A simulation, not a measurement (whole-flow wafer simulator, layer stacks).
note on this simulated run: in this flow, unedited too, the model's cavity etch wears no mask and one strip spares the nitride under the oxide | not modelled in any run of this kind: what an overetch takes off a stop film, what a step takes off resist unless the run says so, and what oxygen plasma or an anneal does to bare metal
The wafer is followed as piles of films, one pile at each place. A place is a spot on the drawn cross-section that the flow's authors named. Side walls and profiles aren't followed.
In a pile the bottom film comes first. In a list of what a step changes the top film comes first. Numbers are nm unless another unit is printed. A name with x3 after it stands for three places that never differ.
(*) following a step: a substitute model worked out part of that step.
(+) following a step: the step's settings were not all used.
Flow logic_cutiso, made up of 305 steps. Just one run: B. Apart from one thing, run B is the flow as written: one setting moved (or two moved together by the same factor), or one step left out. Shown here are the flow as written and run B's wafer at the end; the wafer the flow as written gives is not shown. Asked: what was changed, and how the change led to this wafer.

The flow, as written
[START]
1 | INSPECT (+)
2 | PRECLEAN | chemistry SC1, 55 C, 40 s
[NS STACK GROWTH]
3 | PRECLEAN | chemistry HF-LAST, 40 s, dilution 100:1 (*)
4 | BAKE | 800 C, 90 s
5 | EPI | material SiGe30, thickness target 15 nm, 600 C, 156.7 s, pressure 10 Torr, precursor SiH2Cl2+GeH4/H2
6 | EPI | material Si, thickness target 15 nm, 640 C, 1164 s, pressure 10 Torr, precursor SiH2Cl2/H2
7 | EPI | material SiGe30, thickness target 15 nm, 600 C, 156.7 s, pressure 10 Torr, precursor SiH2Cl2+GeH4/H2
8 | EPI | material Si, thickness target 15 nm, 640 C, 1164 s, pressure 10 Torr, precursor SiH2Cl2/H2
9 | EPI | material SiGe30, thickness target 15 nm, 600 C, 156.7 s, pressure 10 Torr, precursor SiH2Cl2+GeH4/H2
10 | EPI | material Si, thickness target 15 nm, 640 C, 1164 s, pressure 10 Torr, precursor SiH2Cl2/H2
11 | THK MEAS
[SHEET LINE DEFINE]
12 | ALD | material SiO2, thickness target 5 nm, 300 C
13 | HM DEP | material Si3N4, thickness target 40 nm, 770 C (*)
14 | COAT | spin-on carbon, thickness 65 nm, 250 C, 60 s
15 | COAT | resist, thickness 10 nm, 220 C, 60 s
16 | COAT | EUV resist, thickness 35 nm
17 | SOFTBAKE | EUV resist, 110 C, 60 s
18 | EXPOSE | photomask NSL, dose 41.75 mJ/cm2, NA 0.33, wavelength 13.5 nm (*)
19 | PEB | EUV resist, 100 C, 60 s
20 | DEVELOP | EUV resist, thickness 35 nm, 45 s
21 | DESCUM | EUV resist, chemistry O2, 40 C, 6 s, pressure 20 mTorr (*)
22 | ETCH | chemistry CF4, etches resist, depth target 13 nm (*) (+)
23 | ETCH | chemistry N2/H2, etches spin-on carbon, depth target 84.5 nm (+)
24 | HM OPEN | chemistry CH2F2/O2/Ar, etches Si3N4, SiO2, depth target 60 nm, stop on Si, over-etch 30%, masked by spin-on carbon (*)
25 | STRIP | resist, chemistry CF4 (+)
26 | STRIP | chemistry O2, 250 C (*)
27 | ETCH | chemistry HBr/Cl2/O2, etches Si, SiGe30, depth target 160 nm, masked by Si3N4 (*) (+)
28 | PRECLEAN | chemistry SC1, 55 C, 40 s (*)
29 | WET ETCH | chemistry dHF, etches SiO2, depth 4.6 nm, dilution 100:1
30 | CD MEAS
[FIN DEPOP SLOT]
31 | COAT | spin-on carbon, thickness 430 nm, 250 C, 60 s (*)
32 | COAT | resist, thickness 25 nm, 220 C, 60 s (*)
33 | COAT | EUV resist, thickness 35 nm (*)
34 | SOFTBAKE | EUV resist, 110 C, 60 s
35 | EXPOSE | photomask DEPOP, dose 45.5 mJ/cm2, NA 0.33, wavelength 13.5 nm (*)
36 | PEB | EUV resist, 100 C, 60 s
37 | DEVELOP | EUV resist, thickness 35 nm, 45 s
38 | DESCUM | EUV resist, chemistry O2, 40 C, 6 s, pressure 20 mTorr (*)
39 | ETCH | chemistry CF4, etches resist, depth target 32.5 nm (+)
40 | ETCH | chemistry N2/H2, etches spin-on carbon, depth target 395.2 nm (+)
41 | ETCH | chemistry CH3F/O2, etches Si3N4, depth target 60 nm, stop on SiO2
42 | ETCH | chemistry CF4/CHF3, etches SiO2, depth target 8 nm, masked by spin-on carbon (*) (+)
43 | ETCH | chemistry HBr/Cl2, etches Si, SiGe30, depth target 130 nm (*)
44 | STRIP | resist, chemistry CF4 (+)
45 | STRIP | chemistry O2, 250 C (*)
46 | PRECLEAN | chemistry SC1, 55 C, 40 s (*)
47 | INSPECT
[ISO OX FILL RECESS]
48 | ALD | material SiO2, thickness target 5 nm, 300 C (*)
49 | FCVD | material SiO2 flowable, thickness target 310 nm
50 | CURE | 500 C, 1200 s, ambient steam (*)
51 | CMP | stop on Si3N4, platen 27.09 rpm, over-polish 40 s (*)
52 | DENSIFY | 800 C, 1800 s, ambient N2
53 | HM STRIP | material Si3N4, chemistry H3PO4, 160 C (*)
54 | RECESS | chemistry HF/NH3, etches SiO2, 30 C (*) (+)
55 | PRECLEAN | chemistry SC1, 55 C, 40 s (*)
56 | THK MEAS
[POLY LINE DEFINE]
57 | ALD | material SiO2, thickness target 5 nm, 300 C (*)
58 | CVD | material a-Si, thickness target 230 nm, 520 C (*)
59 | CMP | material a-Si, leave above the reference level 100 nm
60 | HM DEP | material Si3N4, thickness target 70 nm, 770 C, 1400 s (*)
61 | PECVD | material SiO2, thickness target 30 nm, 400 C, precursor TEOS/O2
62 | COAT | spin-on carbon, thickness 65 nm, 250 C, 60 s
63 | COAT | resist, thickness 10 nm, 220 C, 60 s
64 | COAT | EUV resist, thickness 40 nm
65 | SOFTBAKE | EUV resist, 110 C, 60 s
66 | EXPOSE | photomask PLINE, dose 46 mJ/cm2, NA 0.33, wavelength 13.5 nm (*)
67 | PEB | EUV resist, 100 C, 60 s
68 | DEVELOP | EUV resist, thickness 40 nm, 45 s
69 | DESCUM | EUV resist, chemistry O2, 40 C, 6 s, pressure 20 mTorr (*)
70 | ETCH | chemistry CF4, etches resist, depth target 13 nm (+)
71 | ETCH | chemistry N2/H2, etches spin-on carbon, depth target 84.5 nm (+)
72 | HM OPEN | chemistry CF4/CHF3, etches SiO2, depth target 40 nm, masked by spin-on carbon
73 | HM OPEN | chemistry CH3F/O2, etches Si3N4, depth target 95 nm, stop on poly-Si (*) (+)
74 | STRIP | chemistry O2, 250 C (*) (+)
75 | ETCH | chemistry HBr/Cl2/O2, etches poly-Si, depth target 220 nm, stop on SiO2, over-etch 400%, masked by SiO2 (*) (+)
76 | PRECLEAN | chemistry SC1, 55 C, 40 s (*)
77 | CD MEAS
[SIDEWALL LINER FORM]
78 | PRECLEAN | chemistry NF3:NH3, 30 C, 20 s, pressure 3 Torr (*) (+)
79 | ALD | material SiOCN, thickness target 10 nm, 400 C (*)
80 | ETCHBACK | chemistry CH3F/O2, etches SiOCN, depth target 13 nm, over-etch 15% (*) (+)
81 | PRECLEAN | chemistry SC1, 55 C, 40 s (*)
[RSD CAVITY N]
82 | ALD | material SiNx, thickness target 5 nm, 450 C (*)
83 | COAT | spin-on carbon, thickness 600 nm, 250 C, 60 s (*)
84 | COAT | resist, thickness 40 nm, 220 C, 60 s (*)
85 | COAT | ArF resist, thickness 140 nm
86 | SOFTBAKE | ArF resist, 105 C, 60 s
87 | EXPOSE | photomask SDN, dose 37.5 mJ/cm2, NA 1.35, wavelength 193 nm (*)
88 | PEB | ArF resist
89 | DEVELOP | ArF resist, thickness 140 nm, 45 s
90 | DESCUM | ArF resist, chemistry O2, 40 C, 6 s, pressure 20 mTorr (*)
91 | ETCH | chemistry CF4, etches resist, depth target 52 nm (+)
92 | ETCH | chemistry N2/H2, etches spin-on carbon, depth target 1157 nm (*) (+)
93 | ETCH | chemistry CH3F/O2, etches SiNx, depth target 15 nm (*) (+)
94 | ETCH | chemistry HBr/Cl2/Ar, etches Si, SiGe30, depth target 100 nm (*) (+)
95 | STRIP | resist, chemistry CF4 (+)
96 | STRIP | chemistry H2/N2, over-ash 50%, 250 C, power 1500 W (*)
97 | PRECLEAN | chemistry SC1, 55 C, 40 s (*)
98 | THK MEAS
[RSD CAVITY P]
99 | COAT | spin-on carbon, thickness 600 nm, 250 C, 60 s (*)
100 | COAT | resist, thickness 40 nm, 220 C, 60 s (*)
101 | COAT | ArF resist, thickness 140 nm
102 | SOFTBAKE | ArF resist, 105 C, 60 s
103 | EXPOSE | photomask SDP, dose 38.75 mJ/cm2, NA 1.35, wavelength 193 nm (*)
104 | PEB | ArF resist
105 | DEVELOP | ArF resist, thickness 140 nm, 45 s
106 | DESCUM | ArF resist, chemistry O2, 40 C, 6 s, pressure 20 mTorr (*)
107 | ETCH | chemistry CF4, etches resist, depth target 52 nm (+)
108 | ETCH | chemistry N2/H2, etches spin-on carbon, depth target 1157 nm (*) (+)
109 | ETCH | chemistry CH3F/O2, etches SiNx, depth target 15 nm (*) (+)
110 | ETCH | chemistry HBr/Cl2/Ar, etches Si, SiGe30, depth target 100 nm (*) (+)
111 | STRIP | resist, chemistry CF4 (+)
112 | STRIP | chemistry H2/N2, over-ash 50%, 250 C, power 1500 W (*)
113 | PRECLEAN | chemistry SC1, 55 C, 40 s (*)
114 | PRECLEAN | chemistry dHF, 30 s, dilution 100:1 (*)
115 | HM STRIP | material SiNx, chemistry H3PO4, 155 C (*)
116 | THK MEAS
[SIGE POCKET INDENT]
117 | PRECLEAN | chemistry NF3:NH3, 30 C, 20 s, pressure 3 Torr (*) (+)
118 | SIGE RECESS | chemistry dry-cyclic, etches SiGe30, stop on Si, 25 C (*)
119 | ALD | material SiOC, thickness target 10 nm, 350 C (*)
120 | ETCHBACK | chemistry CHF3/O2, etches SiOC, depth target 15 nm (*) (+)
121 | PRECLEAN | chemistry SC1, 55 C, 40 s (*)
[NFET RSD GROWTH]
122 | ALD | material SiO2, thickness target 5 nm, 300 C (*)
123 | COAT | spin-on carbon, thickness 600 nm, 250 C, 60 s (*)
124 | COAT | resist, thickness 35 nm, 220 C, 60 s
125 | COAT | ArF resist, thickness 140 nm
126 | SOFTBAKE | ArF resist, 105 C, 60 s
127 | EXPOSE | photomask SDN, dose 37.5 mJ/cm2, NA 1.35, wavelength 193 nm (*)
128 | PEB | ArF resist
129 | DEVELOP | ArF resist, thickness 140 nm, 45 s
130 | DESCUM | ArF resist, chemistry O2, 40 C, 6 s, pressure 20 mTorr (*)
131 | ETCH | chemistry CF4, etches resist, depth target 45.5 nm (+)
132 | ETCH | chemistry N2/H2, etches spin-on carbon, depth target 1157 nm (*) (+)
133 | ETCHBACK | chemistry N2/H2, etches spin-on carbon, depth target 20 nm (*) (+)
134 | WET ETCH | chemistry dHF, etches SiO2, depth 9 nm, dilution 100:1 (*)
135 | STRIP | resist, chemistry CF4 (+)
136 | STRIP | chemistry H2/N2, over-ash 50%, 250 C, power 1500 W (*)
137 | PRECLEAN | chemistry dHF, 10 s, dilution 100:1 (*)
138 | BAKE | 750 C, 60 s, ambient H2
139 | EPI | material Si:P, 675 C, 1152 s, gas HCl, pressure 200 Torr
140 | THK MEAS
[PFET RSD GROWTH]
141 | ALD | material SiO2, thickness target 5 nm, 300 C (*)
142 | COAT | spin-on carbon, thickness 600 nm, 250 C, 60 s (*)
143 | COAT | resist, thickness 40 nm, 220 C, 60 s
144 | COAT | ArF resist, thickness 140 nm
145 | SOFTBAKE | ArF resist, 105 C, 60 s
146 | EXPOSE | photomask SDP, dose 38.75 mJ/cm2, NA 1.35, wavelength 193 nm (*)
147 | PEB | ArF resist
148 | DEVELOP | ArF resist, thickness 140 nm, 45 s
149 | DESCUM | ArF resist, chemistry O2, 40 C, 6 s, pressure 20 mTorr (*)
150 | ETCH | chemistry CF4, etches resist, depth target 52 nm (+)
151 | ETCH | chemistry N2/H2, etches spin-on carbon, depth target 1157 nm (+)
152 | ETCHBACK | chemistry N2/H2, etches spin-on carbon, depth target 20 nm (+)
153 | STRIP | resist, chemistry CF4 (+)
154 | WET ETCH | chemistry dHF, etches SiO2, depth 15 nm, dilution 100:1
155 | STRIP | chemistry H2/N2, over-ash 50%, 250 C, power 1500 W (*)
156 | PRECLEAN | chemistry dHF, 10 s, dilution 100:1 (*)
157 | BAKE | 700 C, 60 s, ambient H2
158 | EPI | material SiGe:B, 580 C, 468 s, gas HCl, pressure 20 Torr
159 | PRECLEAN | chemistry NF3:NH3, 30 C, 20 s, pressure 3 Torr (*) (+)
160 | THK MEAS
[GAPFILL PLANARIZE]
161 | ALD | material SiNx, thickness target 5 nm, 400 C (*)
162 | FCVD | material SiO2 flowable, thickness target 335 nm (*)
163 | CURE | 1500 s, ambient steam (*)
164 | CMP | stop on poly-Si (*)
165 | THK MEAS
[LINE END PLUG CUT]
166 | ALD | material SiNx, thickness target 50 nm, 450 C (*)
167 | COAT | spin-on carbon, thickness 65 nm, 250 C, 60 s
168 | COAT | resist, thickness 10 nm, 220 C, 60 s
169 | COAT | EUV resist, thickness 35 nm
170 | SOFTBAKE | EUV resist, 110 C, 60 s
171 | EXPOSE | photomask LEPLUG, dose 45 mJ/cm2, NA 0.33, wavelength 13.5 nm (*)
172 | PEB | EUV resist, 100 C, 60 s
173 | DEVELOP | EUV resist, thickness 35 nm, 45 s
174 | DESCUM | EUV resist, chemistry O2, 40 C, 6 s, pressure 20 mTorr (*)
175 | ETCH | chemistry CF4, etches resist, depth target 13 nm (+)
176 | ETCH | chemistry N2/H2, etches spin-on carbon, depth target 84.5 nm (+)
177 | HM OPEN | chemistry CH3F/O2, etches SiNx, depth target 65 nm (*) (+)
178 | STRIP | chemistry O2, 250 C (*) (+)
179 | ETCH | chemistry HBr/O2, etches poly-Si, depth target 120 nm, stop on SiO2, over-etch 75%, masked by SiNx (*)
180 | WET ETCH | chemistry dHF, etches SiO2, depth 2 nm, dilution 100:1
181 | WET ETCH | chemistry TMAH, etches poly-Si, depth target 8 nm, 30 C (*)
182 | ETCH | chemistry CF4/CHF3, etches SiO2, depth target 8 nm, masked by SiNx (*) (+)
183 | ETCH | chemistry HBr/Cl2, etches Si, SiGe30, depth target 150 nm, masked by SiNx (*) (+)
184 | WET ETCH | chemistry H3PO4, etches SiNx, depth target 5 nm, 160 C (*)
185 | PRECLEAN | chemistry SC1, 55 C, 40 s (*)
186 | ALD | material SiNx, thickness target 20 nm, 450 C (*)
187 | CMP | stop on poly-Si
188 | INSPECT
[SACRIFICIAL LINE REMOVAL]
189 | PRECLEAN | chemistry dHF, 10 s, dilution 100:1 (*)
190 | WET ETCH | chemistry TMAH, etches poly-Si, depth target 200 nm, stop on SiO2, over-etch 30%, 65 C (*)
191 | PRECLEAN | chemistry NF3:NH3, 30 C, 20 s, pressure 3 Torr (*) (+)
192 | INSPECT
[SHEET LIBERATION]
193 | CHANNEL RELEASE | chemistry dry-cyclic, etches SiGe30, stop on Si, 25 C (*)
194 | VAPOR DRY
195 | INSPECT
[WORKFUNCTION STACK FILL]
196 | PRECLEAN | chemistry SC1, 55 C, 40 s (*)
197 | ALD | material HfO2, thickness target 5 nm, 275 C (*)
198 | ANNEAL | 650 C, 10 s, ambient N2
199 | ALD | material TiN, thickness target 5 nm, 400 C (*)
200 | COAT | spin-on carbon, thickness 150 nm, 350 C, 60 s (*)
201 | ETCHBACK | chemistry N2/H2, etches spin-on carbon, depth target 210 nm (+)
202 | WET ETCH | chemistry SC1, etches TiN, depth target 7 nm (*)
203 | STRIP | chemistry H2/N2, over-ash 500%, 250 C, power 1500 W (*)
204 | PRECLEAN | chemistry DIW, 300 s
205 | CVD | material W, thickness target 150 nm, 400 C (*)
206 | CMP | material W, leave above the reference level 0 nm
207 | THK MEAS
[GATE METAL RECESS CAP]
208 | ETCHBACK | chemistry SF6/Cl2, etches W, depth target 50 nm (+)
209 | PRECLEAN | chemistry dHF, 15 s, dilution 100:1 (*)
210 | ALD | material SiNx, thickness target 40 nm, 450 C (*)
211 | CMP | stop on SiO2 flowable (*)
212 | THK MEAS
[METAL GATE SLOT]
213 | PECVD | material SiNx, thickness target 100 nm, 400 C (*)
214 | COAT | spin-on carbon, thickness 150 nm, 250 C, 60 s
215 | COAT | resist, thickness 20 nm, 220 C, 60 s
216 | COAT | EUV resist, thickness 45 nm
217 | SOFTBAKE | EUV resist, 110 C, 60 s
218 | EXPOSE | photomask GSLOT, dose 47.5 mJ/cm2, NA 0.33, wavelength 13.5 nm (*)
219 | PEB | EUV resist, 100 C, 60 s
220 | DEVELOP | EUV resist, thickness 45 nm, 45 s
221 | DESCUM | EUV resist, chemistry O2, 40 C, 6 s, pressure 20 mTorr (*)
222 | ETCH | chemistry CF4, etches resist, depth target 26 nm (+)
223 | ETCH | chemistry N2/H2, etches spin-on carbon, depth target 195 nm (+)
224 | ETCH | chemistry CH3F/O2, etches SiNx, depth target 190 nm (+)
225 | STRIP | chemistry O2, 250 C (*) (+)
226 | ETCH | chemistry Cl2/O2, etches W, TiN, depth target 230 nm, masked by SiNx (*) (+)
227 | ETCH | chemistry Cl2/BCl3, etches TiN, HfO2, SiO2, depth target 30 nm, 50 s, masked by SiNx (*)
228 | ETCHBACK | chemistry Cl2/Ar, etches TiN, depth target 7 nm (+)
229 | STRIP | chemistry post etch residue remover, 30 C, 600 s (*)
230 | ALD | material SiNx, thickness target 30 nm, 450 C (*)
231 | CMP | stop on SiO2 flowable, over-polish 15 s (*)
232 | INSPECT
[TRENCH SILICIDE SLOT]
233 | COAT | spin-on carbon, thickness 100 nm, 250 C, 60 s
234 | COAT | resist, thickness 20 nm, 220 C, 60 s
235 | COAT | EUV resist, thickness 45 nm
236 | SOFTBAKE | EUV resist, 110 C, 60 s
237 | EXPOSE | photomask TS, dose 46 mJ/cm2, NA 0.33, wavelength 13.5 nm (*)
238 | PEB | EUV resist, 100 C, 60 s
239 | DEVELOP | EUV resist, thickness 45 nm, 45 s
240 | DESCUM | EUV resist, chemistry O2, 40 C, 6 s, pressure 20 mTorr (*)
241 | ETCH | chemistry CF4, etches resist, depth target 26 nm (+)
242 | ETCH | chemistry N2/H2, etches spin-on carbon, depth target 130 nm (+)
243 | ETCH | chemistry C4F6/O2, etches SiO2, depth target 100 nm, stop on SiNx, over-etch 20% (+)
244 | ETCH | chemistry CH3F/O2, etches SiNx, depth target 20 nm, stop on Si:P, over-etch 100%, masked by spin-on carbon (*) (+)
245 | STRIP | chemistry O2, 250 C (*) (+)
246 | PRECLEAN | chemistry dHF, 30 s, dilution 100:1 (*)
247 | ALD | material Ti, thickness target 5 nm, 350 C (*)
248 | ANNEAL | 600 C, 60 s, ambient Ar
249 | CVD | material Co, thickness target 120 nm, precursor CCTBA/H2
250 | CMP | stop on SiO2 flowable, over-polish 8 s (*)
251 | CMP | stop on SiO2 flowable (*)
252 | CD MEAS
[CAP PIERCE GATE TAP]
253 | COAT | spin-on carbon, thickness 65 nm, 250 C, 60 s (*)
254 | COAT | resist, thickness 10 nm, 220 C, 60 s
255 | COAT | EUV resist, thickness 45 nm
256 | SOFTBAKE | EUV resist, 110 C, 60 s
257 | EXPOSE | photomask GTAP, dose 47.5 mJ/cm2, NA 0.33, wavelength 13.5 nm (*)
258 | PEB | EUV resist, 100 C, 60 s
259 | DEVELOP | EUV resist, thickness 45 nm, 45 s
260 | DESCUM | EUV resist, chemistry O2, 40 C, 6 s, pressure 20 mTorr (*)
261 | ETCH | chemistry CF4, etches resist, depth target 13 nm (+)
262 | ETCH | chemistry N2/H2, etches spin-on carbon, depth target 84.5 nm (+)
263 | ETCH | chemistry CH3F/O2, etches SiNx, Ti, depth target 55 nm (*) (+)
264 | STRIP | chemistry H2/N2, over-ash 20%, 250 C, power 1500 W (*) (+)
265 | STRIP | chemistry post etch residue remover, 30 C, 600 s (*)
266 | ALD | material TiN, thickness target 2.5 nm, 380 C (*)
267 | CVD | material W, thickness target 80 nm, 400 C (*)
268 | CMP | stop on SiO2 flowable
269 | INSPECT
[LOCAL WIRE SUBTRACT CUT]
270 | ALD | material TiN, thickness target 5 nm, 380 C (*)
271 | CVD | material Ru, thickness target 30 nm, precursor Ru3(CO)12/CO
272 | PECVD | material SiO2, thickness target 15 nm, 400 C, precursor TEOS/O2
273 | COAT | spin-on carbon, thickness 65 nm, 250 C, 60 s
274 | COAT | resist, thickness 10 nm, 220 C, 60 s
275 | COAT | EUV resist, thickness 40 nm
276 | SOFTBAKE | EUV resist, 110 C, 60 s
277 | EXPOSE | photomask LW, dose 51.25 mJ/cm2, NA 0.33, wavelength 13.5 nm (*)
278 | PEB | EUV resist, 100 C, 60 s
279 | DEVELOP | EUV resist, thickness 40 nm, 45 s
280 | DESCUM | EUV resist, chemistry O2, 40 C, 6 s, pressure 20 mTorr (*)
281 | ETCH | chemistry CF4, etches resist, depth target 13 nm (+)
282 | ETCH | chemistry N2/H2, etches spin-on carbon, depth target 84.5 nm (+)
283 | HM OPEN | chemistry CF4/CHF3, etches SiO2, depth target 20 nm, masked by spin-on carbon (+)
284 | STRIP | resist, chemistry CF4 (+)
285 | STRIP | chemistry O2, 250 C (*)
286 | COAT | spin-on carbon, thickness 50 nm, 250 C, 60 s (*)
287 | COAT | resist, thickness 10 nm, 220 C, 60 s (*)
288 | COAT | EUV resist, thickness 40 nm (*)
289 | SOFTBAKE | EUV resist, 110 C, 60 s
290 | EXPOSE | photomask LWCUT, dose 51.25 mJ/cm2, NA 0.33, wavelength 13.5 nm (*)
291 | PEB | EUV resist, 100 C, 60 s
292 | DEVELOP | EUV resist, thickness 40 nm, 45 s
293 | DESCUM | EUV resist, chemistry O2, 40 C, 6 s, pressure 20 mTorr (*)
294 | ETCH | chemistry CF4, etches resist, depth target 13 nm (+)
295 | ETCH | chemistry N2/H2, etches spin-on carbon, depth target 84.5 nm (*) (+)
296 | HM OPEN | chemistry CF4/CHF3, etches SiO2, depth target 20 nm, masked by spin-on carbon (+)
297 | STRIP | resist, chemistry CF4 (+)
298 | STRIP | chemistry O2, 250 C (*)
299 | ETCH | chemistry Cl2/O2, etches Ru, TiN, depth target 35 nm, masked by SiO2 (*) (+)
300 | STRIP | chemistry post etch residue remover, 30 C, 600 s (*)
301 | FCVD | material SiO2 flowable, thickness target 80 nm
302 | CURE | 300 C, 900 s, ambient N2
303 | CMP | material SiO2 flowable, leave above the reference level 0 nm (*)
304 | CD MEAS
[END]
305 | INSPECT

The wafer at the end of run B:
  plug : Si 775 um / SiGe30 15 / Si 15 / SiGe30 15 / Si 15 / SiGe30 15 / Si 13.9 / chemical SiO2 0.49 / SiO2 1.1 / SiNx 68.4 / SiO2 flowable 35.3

What caused this: step 182, ETCH: chemistry CF4/CHF3, etches SiO2, depth target 8 nm, masked by SiNx (*) (+), was skipped.

How this came from the change, step by step:
  183 | ETCH | chemistry HBr/Cl2, etches Si, SiGe30, depth target 150 nm, masked by SiNx (*) (+)
      depop, dpovl, gfld and 18 more: nothing (as written it would have been: SiNx loses 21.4)
      plug: nothing (as written it would have been: Si loses 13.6 (all of it), SiGe30 loses 15 (all of it), Si loses 15 (all of it), SiGe30 loses 15 (all of it), Si loses 15 (all of it), SiGe30 loses 15 (all of it), Si loses 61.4)
  186 | ALD | material SiNx, thickness target 20 nm, 450 C (*)
      plug: SiNx gains 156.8 (new film) (as written it would have been: SiNx gains 284.2 (new film))
  187 | CMP | stop on poly-Si
      depop, dpovl, gfld and 18 more: SiNx loses 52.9 (all of it) (as written it would have been: SiNx loses 28.6 (all of it))
      plug: SiNx loses 52.9 (as written it would have been: SiNx loses 28.6)
